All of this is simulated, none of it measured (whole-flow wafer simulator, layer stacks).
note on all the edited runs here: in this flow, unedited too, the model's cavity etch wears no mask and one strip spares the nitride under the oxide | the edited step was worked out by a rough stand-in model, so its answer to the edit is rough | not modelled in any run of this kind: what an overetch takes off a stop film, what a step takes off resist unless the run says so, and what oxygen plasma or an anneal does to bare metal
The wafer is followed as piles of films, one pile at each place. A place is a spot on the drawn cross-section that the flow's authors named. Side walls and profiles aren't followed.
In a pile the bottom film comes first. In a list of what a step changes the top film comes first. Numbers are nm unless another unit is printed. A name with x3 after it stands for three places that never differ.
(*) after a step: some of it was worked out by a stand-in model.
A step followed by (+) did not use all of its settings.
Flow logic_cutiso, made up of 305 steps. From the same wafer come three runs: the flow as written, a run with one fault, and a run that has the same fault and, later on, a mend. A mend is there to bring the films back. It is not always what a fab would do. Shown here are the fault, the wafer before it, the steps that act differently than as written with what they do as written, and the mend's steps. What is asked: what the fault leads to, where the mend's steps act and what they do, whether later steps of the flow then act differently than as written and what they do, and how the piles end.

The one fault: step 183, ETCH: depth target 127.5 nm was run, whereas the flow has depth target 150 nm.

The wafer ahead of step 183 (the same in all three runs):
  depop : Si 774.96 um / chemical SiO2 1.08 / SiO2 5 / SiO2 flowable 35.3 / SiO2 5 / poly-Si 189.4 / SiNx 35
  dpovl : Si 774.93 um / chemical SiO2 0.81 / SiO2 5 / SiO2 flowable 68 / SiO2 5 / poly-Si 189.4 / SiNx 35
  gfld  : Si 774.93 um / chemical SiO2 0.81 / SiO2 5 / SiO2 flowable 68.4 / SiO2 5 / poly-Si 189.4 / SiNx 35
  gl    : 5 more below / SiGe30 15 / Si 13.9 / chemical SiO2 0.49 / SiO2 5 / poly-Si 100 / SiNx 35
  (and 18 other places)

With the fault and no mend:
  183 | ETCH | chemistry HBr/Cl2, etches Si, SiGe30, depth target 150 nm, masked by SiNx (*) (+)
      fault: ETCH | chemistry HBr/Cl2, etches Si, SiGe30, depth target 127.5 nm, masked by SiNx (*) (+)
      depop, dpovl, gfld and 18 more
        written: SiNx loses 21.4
        fault: SiNx loses 18.2
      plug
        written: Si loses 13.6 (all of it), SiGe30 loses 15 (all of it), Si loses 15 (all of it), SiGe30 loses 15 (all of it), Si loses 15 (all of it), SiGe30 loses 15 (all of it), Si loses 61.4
        fault: Si loses 13.6 (all of it), SiGe30 loses 15 (all of it), Si loses 15 (all of it), SiGe30 loses 15 (all of it), Si loses 15 (all of it), SiGe30 loses 15 (all of it), Si loses 38.9
  Later steps of the flow acting differently than as written:
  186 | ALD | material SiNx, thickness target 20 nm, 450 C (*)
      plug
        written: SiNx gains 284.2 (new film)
        fault: SiNx gains 264.9 (new film)
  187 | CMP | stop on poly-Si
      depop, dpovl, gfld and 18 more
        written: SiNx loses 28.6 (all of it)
        fault: SiNx loses 31.8 (all of it)
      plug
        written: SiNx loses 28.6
        fault: SiNx loses 31.8
  By the end, the piles at plug depart from the flow's by more than 2% or 0.5 nm, whichever is larger.
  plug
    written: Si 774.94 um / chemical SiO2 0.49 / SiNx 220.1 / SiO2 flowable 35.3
    fault: Si 774.96 um / chemical SiO2 0.49 / SiNx 197.6 / SiO2 flowable 35.3

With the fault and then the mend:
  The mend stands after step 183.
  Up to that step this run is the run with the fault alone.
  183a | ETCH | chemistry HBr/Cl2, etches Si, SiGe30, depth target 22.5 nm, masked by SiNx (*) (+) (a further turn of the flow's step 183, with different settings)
      depop, dpovl, gfld and 18 more
        SiNx loses 3.21
      plug
        Si loses 22.5
  None of the later steps of the flow acts differently than as written at any place that is followed.
  The piles end the same as the flow's at every place that both follow.
